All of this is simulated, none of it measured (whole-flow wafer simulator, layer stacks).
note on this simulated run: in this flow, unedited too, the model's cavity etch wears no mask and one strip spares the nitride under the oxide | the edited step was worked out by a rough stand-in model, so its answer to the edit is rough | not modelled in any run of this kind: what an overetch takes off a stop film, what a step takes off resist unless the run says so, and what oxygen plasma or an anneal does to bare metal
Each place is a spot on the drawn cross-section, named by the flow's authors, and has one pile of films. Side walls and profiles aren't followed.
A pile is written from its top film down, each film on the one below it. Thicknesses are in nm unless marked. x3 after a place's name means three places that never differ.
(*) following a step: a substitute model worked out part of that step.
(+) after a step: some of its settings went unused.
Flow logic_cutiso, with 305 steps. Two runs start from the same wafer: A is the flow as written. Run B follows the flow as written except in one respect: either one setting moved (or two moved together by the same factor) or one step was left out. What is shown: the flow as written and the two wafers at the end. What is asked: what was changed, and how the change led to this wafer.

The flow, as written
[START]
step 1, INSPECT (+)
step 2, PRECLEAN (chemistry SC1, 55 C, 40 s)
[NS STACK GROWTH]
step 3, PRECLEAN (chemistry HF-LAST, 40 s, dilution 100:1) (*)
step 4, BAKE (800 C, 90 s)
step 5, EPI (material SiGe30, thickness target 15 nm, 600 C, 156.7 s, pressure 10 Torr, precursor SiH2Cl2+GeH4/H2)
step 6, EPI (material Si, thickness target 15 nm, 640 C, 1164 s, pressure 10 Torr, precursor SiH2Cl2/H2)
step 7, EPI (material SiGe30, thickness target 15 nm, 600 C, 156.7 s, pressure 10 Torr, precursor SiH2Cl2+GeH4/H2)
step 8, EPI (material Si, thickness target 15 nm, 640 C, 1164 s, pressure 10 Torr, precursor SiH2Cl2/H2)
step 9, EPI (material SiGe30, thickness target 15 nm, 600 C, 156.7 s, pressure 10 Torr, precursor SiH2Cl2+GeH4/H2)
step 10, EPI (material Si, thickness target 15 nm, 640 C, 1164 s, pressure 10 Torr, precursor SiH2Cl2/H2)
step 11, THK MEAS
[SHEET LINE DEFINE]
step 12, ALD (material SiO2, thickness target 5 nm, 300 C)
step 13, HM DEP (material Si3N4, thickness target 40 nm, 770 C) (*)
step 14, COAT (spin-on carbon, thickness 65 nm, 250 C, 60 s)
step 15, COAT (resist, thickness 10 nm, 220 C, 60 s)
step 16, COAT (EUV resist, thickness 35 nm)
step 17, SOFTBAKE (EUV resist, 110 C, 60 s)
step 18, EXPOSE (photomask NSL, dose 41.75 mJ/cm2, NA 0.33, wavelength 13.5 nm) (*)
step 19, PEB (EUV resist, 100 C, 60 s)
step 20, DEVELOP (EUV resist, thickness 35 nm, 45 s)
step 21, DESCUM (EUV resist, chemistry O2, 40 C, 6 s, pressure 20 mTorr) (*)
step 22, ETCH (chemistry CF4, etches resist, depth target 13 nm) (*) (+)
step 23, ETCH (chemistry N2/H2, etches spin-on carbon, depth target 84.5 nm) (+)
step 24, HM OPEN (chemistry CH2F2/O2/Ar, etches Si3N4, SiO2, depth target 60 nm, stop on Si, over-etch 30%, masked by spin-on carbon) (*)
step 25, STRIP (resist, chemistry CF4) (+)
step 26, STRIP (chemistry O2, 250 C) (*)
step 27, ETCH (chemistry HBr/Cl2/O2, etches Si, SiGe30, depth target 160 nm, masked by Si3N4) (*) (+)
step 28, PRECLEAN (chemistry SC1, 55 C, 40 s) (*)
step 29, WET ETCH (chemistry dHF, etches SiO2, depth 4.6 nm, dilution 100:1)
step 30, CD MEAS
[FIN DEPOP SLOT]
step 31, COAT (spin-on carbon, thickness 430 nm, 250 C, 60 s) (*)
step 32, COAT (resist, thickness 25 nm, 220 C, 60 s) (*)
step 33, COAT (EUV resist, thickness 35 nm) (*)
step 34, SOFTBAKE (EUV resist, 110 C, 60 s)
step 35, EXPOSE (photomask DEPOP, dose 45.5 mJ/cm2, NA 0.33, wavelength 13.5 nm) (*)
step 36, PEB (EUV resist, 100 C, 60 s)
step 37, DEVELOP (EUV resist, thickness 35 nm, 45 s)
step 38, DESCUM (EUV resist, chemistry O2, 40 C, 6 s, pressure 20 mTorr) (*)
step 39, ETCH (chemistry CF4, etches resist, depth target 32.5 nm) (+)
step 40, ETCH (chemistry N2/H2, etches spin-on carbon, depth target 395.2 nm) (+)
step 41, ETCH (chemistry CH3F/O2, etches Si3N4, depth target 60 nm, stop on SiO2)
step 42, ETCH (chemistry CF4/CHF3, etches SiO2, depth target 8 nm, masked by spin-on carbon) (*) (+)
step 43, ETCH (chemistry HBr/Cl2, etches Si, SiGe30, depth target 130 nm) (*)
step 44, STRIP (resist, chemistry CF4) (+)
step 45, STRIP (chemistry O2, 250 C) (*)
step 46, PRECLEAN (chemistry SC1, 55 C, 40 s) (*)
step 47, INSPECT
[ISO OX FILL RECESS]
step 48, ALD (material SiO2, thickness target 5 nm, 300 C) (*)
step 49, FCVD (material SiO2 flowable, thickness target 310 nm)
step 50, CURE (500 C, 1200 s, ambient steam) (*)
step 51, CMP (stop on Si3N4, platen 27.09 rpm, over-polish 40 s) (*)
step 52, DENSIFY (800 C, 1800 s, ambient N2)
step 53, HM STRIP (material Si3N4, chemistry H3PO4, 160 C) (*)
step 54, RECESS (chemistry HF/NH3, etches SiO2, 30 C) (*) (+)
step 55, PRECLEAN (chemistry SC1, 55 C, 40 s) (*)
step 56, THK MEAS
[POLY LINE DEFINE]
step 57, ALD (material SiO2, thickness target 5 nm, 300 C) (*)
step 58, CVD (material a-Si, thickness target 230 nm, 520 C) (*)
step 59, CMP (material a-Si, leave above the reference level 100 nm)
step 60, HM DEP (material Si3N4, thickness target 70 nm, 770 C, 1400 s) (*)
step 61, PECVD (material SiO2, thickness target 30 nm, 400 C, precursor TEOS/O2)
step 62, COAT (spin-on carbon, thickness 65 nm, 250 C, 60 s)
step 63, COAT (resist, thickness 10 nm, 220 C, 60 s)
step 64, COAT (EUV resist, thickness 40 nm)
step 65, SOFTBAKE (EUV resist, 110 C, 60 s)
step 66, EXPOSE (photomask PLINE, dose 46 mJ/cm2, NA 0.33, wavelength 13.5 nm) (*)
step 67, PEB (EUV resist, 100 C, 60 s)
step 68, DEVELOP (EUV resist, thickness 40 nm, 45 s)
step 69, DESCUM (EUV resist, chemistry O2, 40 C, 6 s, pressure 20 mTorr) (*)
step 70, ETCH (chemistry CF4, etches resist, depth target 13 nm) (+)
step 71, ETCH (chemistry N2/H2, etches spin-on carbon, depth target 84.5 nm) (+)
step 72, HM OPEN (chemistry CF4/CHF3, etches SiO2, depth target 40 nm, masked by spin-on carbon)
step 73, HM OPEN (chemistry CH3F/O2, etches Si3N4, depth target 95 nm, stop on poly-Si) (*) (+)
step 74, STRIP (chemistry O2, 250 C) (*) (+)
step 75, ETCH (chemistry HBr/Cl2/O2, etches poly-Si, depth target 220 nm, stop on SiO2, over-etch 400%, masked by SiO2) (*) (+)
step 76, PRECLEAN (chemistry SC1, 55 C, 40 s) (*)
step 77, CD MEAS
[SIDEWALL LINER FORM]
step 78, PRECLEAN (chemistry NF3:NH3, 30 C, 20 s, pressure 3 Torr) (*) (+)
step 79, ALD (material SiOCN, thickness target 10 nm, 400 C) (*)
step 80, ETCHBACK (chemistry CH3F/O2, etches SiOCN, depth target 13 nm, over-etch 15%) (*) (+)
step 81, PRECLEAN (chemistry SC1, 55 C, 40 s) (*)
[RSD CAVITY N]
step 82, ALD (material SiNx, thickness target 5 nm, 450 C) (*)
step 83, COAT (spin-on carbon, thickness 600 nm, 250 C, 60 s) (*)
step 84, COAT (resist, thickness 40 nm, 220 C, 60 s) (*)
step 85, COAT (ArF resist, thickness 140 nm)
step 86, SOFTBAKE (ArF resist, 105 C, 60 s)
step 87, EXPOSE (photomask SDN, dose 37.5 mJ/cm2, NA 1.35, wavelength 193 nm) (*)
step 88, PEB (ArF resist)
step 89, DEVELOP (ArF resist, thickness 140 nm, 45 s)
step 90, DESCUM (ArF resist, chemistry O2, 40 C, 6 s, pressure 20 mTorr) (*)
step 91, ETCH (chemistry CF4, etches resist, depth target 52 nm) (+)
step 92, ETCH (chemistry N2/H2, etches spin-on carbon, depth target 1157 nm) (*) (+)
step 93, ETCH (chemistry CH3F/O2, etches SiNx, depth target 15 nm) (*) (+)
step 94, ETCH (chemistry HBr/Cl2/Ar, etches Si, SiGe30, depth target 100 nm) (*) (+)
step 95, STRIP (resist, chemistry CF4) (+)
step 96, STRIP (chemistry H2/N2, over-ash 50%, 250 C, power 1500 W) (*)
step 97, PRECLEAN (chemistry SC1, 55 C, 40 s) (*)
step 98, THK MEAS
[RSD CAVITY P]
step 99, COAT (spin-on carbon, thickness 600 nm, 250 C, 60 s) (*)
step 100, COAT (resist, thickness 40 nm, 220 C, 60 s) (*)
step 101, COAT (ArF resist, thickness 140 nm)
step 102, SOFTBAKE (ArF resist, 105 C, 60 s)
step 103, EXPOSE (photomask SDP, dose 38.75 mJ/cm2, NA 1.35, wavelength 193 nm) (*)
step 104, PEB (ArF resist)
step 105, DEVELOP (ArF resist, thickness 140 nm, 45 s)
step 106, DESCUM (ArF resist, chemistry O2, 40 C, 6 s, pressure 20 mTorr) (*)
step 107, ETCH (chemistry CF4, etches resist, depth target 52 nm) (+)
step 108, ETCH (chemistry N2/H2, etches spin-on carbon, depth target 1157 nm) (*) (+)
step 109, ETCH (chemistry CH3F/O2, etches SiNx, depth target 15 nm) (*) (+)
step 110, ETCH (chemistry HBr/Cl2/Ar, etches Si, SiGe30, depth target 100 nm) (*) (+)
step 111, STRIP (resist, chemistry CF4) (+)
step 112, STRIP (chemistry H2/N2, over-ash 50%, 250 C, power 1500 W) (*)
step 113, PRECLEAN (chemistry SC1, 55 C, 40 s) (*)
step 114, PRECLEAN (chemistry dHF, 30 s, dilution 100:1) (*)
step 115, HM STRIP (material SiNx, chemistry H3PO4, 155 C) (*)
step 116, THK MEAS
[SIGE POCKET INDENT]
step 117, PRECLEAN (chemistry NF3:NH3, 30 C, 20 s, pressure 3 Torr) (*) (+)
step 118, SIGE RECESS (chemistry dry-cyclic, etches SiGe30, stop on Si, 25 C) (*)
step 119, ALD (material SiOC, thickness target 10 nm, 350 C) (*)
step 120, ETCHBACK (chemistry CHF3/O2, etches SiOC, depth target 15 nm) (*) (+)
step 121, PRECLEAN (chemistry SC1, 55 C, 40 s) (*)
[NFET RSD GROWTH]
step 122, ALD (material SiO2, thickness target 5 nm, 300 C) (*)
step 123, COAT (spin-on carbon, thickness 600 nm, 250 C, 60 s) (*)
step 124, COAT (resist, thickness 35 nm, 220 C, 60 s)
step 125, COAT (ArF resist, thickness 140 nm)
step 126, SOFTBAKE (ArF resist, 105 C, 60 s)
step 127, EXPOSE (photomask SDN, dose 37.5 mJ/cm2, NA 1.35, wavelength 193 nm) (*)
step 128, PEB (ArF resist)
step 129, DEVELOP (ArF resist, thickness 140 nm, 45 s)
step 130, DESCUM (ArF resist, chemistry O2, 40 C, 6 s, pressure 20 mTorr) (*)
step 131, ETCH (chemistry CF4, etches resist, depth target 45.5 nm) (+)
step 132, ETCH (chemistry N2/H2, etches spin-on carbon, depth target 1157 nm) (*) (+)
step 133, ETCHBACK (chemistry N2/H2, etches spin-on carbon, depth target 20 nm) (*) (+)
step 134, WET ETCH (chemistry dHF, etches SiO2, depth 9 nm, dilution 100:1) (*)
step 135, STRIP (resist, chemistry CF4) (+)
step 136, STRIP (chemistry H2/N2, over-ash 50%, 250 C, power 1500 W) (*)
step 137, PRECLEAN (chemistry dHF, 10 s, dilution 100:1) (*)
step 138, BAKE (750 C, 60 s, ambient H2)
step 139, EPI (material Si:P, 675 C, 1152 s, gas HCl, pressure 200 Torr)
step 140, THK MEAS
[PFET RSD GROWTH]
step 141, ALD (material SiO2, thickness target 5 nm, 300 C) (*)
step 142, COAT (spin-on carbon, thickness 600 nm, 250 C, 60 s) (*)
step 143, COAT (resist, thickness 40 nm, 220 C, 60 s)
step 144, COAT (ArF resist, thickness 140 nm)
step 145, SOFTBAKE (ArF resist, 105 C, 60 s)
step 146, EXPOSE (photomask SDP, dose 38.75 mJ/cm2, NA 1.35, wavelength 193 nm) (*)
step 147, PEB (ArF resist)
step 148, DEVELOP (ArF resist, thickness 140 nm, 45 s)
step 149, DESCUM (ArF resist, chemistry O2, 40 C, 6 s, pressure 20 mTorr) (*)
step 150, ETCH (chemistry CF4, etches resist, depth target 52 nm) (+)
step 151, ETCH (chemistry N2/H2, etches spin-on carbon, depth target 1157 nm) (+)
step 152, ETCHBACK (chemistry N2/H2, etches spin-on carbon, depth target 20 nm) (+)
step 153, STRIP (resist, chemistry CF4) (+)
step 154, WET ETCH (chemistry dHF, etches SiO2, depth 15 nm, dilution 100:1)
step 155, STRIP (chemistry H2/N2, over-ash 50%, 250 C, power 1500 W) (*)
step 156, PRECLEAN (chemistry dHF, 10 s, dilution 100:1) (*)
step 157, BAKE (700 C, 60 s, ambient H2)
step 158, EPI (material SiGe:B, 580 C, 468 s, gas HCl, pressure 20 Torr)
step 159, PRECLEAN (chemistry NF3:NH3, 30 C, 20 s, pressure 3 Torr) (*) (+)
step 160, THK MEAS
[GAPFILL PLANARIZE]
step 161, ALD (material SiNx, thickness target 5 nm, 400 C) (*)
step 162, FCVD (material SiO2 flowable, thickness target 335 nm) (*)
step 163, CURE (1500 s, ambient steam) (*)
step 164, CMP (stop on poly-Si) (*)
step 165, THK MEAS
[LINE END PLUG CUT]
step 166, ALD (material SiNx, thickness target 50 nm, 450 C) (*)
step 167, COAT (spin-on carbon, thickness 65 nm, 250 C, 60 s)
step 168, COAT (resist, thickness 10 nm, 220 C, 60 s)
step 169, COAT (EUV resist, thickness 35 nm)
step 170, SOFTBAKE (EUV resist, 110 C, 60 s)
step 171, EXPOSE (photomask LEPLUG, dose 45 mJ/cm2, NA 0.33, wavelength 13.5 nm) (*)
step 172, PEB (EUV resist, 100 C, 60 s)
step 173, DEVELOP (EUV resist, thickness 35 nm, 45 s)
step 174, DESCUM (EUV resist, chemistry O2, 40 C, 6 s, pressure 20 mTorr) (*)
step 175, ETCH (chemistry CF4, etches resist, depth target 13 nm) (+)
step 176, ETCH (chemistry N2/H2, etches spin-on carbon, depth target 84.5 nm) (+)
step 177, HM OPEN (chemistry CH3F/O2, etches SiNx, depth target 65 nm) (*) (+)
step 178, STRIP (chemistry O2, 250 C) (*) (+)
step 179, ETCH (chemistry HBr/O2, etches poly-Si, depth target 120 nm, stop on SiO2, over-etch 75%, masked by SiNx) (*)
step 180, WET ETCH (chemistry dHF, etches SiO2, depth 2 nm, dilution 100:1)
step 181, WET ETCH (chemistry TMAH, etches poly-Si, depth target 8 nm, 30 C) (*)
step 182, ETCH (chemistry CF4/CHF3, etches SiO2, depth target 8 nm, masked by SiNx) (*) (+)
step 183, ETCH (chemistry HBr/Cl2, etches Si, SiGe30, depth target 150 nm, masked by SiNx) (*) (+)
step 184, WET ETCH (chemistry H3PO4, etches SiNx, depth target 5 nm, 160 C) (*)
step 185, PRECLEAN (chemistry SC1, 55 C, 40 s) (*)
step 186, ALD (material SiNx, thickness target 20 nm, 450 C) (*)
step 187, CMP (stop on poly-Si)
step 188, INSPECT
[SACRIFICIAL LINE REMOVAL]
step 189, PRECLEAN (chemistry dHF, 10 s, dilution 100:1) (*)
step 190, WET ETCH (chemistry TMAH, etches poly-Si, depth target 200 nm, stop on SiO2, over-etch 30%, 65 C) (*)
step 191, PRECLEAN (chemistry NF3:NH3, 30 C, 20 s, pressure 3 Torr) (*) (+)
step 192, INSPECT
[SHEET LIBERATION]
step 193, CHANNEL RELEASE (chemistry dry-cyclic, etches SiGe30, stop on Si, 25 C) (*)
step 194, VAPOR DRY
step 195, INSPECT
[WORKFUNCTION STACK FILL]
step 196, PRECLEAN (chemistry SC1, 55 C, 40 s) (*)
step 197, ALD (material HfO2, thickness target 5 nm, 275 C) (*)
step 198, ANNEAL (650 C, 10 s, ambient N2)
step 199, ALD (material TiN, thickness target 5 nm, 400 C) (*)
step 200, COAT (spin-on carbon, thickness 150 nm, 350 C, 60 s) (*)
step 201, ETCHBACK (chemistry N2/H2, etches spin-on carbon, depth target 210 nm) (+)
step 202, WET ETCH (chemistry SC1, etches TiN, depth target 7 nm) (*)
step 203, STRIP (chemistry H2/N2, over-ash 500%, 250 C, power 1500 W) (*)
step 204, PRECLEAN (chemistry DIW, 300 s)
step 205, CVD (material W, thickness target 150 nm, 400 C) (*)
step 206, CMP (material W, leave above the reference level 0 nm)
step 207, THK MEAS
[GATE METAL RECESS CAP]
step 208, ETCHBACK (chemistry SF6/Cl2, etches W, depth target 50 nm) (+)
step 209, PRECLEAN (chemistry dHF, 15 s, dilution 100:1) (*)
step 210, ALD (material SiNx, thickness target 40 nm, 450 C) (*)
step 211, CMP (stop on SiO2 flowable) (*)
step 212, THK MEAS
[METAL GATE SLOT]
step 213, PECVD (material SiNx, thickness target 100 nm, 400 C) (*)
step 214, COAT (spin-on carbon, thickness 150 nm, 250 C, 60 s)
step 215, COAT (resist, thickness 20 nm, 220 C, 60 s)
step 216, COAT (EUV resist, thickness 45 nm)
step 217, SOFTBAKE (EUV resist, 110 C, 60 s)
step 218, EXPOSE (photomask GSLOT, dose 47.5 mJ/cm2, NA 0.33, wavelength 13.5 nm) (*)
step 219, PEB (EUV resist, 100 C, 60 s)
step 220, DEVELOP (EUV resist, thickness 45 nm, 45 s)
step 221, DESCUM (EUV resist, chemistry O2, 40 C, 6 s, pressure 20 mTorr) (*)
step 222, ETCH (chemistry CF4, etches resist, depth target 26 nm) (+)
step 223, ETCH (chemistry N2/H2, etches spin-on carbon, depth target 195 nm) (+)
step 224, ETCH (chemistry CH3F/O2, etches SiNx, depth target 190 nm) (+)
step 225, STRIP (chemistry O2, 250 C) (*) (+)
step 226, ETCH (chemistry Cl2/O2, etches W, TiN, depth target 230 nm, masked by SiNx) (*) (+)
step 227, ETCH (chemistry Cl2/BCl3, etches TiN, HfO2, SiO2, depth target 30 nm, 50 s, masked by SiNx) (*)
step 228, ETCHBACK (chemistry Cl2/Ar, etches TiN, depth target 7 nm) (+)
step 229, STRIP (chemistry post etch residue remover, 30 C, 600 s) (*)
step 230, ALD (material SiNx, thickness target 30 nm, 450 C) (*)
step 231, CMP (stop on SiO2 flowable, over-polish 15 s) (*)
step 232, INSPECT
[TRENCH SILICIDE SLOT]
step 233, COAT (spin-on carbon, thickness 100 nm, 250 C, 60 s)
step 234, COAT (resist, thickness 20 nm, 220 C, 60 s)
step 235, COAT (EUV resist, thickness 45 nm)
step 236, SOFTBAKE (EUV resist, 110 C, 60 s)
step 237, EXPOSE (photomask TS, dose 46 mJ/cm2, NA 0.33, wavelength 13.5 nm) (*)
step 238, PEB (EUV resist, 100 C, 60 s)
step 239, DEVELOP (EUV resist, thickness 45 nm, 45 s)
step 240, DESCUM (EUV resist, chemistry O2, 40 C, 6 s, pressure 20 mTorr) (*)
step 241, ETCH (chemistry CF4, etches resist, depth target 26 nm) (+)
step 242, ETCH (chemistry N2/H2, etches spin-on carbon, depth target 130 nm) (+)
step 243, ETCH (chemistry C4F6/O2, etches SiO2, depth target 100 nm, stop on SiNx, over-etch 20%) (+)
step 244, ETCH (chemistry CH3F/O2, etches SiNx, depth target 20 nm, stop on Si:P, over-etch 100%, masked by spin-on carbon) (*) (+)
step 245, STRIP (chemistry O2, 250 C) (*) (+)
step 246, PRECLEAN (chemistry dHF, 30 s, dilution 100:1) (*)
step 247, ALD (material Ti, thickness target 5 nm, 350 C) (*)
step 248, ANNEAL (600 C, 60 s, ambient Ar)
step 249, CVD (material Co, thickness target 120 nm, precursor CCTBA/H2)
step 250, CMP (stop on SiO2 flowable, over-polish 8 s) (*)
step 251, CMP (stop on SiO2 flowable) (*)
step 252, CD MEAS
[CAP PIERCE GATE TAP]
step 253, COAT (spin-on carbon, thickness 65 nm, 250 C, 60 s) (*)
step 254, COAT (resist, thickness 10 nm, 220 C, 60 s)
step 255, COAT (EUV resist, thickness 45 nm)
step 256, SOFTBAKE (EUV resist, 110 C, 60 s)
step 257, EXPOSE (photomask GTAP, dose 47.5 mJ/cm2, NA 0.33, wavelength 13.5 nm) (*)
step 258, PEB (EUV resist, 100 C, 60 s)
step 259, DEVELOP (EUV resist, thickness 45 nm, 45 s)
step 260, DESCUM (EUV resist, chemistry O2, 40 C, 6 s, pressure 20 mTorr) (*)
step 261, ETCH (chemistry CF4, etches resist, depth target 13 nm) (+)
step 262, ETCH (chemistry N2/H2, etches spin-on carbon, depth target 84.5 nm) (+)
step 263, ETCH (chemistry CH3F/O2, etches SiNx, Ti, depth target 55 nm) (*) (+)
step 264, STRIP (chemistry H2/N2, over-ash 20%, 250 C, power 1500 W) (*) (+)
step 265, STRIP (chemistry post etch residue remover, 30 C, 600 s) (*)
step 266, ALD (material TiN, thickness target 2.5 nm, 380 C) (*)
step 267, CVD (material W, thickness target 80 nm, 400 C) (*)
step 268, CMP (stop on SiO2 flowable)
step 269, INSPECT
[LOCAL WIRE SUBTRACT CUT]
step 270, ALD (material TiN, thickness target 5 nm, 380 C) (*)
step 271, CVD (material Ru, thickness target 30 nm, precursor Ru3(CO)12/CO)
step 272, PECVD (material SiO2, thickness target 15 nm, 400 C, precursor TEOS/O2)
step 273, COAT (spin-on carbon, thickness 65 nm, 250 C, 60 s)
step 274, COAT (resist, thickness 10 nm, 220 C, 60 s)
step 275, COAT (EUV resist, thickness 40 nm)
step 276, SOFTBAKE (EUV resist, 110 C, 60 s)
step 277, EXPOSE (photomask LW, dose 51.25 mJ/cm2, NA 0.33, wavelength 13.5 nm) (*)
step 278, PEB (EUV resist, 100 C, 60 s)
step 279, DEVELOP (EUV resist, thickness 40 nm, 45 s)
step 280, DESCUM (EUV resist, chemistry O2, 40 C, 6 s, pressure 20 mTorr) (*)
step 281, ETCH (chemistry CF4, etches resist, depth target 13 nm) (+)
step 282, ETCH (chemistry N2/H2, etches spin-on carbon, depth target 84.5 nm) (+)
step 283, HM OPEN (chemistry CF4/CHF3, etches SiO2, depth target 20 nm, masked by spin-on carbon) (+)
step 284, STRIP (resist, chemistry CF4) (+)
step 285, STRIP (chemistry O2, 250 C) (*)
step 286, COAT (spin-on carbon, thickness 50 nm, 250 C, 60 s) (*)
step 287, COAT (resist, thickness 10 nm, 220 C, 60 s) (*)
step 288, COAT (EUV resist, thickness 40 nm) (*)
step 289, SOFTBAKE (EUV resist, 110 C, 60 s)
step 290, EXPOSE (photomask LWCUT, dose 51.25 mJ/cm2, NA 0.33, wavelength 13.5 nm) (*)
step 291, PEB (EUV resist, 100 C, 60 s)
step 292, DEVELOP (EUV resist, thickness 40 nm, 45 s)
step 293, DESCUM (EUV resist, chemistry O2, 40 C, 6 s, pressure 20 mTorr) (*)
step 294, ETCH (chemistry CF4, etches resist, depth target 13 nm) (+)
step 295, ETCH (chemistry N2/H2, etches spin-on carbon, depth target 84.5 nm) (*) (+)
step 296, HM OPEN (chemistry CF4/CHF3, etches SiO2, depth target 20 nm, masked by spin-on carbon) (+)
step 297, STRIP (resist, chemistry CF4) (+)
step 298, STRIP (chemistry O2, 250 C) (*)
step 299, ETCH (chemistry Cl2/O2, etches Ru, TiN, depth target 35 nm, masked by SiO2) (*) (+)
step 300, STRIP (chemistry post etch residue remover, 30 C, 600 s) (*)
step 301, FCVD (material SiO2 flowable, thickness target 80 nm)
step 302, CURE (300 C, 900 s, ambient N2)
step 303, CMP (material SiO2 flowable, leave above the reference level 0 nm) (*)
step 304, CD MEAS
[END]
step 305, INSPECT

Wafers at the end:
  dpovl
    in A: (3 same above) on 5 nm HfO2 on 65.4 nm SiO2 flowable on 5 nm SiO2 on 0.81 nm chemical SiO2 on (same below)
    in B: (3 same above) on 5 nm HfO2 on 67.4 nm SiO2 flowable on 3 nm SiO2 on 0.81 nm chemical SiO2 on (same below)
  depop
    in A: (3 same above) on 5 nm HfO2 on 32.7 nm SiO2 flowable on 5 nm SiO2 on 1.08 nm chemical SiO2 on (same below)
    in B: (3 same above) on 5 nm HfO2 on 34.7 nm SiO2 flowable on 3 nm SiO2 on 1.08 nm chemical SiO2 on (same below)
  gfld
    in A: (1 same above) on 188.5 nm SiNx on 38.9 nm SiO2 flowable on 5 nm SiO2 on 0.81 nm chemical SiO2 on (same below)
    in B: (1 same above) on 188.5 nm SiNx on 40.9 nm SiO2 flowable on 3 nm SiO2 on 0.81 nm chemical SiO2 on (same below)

The reason: step 48, ALD: thickness target 3 nm was run, whereas the flow has thickness target 5 nm.
The wafer lets one read it off: dpovl has SiO2 3, and step 48 as written asks for 5 nm.

Step by step, how the change led to this:
  step 48, ALD (material SiO2, thickness target 5 nm, 300 C) (*)
      depop, dpovl, gfld and 19 more: A SiO2 gains 5 (new film) | B SiO2 gains 3 (new film)
  step 49, FCVD (material SiO2 flowable, thickness target 310 nm)
      dpovl, nsgap: A SiO2 flowable gains 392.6 (new film) | B SiO2 flowable gains 384.4 (new film)
      depop: A SiO2 flowable gains 359.9 (new film) | B SiO2 flowable gains 351.7 (new film)
      (also at 2 further places)
  step 51, CMP (stop on Si3N4, platen 27.09 rpm, over-polish 40 s) (*)
      gxn, gxp: A SiO2 flowable loses 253 (all of it), SiO2 loses 5 (all of it), Si3N4 loses 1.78 | B SiO2 flowable loses 252 (all of it), SiO2 loses 3 (all of it), Si3N4 loses 1.78
      lnrt, tap: A SiO2 flowable loses 254.2 (all of it), SiO2 loses 5 (all of it), Si3N4 loses 1.78 | B SiO2 flowable loses 253.2 (all of it), SiO2 loses 3 (all of it), Si3N4 loses 1.78
      (also at 14 further places)
  step 197, ALD (material HfO2, thickness target 5 nm, 275 C) (*)
      gxf: A HfO2 gains 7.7 (new film) | B HfO2 gains 5 (new film)
  step 199, ALD (material TiN, thickness target 5 nm, 400 C) (*)
      gxf: A TiN gains 5 (new film) | B TiN gains 7.64 (new film)
